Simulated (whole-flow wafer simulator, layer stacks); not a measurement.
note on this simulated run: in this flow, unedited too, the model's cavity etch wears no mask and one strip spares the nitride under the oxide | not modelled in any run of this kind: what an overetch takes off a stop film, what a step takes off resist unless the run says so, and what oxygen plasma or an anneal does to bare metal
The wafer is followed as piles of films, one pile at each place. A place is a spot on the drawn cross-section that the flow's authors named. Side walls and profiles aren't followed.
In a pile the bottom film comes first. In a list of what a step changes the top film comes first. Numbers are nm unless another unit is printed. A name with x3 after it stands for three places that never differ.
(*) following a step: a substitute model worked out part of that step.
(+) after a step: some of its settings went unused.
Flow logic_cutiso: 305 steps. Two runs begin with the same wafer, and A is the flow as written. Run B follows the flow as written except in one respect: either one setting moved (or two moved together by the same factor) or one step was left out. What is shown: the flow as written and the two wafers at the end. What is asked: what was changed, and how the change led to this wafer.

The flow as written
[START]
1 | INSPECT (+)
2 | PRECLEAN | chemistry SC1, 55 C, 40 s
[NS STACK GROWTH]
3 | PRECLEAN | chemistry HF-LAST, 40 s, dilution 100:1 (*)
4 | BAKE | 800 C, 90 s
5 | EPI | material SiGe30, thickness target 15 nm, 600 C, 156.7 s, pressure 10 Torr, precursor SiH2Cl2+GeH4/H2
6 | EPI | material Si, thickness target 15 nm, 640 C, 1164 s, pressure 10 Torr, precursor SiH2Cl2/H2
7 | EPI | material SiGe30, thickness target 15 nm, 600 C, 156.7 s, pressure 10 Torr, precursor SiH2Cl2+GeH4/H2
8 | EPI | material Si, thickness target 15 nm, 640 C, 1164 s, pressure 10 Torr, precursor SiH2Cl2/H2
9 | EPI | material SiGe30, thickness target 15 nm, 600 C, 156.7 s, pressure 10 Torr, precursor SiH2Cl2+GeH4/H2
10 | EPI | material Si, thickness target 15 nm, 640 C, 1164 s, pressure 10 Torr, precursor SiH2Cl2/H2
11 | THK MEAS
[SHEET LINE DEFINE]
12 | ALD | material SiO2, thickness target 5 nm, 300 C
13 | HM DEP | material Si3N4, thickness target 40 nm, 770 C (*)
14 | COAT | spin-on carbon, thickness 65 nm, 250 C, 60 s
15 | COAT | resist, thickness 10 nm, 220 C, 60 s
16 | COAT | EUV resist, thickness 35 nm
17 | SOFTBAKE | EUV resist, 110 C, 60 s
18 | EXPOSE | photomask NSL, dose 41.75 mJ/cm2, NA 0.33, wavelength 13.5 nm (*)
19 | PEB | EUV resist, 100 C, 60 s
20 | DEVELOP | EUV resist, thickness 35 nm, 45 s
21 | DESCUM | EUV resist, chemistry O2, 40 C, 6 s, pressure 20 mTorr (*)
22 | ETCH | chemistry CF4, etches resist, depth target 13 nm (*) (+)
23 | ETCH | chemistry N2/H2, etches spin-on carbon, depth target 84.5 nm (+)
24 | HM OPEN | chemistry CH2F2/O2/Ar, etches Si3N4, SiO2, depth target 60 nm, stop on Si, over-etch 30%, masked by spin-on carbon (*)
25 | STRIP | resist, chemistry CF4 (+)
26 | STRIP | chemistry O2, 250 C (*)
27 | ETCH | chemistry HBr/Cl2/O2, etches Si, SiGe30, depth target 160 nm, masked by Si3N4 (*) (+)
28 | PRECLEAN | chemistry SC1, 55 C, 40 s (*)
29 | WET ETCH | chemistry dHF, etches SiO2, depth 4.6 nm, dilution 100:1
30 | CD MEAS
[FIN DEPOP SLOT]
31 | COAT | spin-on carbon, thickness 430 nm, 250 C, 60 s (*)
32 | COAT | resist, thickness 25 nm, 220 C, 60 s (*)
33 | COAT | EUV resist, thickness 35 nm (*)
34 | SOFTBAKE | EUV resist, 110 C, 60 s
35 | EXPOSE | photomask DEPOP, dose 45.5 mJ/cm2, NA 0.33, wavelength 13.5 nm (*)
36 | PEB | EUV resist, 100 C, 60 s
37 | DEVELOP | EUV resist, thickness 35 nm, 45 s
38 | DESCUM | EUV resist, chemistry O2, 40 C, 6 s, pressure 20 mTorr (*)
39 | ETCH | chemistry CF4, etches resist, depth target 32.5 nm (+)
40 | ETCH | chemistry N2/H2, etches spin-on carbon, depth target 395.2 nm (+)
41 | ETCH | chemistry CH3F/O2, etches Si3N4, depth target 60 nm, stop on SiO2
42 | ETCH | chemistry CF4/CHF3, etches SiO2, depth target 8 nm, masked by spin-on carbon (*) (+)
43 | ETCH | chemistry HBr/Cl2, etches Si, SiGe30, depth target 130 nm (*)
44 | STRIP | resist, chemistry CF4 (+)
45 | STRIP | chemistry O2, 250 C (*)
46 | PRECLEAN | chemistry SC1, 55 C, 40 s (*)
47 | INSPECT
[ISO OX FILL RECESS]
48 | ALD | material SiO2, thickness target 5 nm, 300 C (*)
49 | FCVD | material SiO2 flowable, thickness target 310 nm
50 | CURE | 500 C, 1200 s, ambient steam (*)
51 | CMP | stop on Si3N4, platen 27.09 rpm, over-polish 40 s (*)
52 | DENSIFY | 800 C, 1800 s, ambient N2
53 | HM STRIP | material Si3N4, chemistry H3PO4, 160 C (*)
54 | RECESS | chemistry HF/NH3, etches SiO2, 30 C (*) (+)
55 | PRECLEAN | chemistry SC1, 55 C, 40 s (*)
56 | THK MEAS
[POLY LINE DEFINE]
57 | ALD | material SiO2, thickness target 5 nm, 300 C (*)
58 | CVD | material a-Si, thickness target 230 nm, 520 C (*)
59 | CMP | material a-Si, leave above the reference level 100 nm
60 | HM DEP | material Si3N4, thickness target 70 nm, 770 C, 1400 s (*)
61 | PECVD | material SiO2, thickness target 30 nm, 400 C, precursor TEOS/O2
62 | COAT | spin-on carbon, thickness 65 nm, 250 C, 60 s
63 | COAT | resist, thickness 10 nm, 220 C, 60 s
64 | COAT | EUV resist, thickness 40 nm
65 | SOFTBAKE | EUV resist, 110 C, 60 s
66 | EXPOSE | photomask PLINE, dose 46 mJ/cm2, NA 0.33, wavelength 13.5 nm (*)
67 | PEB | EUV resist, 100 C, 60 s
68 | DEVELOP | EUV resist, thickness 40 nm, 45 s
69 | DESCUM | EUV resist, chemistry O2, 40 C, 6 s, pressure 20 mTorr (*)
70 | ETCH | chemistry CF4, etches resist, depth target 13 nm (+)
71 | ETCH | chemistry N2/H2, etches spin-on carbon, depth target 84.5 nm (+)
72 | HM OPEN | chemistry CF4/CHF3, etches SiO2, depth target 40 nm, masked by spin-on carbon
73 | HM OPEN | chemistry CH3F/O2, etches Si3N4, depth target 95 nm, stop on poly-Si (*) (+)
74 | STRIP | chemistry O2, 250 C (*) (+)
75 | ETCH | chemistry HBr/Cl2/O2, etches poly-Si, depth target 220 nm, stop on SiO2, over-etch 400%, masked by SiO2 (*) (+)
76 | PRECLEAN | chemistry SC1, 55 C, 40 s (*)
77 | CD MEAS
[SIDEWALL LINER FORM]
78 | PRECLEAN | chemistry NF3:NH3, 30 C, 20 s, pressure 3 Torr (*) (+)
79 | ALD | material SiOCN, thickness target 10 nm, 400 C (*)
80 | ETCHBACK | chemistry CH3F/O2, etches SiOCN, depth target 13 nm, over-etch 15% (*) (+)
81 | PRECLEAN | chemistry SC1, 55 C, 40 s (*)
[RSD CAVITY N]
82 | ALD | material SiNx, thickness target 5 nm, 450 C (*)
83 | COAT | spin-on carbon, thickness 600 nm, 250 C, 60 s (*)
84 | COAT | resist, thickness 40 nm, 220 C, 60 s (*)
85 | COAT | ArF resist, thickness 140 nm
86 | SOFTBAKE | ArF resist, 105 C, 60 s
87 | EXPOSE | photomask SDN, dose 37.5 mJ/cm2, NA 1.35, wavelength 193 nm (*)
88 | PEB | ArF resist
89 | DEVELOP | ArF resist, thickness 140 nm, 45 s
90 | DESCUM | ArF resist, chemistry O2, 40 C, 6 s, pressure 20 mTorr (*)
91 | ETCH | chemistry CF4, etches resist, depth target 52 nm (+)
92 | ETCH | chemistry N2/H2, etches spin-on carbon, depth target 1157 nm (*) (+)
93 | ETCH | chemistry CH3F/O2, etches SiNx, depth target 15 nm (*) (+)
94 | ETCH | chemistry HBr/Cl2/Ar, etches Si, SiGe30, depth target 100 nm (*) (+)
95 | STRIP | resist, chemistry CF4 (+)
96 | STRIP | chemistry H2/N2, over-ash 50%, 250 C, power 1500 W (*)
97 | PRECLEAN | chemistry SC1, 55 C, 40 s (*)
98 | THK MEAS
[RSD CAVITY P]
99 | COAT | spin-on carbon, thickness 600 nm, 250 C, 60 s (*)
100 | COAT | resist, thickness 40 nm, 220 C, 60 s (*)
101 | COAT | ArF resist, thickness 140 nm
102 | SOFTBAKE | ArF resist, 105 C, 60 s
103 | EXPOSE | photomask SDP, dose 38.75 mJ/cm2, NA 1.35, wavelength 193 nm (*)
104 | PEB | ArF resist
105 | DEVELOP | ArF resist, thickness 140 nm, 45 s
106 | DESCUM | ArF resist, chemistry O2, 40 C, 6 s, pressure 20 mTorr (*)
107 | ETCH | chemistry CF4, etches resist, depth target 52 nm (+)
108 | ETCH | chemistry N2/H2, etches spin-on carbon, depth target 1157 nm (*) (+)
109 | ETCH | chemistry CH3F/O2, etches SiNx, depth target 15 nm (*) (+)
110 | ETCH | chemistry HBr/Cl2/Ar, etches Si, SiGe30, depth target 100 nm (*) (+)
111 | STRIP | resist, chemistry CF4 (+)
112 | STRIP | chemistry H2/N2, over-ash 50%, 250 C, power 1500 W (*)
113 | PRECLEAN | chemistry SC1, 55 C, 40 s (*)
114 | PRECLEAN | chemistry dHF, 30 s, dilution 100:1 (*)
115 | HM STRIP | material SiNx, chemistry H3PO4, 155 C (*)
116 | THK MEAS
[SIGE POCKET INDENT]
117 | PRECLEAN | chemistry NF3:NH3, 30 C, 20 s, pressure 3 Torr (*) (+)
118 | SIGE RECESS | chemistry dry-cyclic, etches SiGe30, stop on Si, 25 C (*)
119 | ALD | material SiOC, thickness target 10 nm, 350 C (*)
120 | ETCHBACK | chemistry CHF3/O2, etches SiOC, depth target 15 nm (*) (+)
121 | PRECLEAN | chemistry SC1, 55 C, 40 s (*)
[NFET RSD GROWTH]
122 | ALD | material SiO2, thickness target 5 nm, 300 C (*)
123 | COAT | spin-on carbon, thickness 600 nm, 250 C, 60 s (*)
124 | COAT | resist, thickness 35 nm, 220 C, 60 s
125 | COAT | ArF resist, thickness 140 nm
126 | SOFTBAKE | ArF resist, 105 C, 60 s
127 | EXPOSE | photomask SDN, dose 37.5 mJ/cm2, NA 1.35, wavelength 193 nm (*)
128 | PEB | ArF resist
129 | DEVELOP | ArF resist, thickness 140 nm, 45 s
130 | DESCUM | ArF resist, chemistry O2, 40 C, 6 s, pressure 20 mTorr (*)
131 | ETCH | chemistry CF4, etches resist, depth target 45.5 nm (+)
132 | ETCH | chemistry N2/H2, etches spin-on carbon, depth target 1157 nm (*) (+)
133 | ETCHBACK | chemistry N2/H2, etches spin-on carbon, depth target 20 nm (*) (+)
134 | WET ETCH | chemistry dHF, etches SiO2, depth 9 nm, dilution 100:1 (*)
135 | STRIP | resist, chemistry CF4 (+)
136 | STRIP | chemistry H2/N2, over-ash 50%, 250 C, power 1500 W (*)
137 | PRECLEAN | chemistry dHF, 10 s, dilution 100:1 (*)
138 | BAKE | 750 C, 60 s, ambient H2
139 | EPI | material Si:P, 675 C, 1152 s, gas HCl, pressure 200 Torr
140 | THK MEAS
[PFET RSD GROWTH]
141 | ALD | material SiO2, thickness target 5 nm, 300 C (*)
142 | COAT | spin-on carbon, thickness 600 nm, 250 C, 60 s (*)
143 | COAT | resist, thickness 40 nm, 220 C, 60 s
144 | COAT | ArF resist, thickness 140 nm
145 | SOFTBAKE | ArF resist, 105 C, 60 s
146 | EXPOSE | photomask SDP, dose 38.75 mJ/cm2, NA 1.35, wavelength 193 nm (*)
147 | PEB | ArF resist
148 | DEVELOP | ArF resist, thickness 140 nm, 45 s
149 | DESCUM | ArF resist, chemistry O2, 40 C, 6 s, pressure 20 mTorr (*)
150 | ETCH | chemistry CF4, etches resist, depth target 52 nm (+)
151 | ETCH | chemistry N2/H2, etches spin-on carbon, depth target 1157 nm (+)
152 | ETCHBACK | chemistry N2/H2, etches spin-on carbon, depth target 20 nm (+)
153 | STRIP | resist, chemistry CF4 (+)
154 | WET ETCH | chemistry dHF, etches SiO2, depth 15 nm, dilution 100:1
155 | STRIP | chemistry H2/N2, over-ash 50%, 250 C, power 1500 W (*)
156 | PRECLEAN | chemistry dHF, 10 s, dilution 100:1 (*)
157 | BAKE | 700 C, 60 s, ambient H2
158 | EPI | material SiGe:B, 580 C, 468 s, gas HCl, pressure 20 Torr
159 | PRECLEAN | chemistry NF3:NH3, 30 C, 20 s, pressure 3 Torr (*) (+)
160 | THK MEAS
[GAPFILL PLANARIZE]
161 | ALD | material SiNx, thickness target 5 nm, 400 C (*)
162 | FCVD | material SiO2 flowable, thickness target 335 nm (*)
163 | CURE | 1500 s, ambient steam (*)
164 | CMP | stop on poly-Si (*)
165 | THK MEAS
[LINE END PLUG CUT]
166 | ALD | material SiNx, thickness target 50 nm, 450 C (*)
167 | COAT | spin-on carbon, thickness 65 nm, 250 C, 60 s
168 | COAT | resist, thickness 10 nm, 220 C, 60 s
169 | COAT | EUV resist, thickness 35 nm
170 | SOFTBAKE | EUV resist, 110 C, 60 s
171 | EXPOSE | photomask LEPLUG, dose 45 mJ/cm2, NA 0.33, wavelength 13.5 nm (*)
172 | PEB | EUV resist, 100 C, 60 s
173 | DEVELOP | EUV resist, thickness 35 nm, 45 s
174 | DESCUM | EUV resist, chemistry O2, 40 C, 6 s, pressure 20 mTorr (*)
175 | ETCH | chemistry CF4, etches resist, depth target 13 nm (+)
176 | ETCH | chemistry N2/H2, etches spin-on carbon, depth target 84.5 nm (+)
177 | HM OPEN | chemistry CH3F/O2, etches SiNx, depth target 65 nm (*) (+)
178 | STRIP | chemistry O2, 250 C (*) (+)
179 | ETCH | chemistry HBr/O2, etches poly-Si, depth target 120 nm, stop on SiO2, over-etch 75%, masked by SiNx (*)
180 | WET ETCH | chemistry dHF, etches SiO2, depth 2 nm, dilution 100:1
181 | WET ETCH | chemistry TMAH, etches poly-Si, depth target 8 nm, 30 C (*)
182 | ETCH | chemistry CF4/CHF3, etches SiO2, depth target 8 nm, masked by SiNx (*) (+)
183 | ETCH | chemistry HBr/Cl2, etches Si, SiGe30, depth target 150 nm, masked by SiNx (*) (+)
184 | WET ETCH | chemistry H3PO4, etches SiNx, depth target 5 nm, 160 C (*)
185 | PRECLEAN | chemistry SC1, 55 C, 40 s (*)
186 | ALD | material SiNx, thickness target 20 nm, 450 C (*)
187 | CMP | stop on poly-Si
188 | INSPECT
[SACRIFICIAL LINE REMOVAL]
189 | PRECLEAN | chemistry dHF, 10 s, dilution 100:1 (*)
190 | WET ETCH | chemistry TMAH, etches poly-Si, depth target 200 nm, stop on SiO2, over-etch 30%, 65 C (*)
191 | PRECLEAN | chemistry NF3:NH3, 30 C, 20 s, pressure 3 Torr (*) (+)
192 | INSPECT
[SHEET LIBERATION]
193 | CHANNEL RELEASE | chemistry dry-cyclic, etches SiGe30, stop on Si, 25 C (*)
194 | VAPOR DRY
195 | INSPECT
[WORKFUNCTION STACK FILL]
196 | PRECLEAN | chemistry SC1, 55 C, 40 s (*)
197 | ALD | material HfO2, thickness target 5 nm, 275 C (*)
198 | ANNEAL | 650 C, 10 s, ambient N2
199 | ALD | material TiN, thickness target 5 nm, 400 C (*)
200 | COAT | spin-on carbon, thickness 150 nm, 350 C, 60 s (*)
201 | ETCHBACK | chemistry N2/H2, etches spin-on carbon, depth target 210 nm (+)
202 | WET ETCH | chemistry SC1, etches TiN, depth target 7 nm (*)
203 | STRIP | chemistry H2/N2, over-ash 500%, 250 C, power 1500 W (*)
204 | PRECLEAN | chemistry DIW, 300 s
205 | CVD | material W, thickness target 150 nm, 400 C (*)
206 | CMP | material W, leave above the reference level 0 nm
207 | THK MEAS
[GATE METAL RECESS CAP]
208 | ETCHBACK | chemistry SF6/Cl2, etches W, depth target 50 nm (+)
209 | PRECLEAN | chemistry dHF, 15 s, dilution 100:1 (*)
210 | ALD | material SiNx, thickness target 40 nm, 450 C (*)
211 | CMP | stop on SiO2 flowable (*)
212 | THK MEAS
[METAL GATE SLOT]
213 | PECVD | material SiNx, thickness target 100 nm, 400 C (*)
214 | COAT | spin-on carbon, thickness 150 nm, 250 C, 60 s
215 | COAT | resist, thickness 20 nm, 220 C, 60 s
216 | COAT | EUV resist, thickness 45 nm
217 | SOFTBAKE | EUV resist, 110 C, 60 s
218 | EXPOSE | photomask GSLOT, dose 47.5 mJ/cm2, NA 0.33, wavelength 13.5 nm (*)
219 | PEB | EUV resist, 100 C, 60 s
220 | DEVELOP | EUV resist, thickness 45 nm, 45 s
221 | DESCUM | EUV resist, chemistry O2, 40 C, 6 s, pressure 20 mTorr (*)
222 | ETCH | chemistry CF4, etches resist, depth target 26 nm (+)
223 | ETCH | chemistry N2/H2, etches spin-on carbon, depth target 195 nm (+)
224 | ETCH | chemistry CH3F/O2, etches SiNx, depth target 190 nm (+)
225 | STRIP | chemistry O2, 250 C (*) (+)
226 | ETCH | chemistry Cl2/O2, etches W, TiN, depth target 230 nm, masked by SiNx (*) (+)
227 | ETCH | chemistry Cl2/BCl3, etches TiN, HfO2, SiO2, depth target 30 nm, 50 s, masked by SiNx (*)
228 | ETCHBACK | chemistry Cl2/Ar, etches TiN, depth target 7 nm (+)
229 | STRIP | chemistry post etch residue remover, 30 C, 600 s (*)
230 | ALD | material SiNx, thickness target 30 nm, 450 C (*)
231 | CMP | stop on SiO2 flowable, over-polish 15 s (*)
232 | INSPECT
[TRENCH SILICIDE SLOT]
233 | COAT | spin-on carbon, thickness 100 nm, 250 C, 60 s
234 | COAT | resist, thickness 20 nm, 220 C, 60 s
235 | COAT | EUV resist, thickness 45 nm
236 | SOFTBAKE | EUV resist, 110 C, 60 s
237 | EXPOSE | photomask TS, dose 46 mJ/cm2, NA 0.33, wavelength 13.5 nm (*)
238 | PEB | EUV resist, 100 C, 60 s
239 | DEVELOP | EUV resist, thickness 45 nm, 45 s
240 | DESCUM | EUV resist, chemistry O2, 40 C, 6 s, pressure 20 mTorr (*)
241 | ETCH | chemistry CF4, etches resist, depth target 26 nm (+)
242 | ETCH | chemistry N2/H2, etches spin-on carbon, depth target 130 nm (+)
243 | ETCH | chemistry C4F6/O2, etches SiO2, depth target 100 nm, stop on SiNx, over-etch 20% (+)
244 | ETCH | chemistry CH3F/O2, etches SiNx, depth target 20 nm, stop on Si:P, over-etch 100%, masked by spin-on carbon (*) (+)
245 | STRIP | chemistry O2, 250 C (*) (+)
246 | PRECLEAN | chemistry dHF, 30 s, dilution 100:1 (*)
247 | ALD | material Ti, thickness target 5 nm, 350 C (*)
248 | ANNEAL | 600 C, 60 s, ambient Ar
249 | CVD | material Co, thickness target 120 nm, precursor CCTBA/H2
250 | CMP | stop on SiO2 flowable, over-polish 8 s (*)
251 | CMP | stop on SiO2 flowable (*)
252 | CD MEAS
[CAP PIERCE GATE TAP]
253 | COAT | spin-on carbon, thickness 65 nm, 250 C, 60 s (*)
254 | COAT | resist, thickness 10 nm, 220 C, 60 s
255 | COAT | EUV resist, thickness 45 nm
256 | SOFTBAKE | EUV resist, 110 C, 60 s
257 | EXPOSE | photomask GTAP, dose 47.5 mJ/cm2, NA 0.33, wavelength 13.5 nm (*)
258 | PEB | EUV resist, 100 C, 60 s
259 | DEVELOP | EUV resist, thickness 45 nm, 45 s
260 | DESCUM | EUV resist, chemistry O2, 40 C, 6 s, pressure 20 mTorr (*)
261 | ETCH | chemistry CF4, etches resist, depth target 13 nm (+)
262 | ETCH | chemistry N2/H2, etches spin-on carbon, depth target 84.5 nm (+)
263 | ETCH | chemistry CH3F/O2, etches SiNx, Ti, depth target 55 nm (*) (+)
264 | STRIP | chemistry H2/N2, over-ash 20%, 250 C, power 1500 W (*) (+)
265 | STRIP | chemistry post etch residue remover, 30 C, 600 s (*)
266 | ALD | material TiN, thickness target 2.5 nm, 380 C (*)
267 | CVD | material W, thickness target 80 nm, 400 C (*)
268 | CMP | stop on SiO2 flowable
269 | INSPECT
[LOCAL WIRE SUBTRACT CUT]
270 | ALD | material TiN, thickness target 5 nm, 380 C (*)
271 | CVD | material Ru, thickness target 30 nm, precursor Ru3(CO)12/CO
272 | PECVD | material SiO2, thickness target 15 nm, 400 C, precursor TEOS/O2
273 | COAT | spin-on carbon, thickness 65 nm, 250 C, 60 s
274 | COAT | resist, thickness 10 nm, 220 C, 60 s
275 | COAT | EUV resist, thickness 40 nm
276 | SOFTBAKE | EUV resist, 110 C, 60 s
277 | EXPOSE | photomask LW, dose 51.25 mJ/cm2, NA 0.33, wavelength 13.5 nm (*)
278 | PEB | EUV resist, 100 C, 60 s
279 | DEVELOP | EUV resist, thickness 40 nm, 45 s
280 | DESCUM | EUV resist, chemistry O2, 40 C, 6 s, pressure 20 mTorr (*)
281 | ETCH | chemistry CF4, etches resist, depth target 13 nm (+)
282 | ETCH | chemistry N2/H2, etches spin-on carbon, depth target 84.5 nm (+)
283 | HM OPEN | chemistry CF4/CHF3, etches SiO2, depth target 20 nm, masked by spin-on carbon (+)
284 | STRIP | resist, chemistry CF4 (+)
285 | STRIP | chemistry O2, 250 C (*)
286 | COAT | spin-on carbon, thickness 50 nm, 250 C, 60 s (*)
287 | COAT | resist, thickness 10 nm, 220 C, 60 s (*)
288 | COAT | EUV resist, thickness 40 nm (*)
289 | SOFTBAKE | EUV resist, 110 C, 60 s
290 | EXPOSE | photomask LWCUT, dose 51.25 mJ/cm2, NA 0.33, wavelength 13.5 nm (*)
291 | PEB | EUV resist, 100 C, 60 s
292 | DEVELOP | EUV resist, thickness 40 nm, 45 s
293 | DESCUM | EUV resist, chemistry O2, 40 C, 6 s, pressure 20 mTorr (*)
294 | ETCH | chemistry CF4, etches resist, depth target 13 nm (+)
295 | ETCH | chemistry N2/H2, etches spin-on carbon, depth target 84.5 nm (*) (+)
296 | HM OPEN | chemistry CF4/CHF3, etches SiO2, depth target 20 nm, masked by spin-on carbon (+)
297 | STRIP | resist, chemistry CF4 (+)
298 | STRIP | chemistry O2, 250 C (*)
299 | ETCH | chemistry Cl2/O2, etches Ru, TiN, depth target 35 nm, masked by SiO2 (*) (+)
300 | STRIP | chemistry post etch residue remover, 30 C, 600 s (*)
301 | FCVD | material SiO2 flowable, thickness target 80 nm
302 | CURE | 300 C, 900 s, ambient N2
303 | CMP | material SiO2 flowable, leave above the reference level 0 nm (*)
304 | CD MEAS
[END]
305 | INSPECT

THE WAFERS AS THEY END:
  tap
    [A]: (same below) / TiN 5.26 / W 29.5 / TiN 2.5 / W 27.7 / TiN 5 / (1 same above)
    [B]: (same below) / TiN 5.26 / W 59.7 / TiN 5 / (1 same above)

What caused this: step 266, ALD: material TiN, thickness target 2.5 nm, 380 C (*), was not run.

The path from the change to this, step by step:
  267 | CVD | material W, thickness target 80 nm, 400 C (*)
      tap: A +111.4 W (new film) | B +111.4 W
  268 | CMP | stop on SiO2 flowable
      depop, dpovl, gfld and 9 more: A -80.2 W (all of it), -2.5 TiN (all of it), -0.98 SiNx | B -80.2 W (all of it), -0.98 SiNx
      lnr, lnri, lnrp, lnrt: A -80 W (all of it), -2.5 TiN (all of it), -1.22 SiOCN | B -80 W (all of it), -1.22 SiOCN
      (and at 6 other places as well)
